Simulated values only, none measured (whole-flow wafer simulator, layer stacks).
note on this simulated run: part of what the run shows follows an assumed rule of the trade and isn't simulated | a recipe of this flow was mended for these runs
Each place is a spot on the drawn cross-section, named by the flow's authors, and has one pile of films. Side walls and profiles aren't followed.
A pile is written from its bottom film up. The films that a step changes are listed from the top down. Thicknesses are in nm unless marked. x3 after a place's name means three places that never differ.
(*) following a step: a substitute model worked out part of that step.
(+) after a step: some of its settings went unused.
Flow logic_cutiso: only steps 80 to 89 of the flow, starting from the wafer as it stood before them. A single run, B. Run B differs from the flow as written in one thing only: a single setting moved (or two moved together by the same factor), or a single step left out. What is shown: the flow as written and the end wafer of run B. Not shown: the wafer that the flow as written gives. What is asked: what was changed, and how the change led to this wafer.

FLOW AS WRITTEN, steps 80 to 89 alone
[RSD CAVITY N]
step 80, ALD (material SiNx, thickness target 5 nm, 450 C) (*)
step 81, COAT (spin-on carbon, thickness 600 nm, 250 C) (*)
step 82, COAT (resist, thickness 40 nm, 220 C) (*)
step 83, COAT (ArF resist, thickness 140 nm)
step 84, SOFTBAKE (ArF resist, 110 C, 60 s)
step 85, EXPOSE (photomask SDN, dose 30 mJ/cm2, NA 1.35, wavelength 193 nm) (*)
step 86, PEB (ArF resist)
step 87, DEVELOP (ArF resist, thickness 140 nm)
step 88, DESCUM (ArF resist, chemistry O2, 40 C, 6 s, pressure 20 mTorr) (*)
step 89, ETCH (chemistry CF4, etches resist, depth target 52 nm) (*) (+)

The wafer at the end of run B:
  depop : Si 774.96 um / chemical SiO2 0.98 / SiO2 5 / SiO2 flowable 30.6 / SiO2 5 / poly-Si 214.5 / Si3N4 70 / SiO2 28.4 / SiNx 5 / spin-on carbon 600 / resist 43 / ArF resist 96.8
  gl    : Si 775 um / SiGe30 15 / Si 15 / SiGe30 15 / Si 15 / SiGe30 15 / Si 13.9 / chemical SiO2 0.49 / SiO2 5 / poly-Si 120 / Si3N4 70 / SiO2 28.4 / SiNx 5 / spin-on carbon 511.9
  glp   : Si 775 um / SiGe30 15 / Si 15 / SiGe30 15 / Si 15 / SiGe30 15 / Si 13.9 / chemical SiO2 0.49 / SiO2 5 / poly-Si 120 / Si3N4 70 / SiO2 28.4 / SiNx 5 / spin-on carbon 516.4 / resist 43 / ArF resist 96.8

Cause: step 82, COAT: thickness 43 nm was run, whereas the flow has thickness 40 nm.
One can read it off the wafer: depop has resist 43, and step 82 as written asks for 40 nm.

The path from the change to this, step by step:
  step 82, COAT (resist, thickness 40 nm, 220 C) (*)
      depop, dpovl x3, gl and 15 more: resist gains 43 (new film) (it would be, as written: resist gains 40 (new film))
      gfld, lnri: resist gains 43.1 (new film) (it would be, as written: resist gains 40.1 (new film))
  step 89, ETCH (chemistry CF4, etches resist, depth target 52 nm) (*) (+)
      lnrt, rsdn, tap: resist loses 43 (all of it), spin-on carbon loses 4.51 (it would be, as written: resist loses 40 (all of it), spin-on carbon loses 6.01)
      lnr, rsdx: resist loses 43 (all of it), spin-on carbon loses 4.49 (it would be, as written: resist loses 40 (all of it), spin-on carbon loses 5.99)
      (as well as at 2 more places)
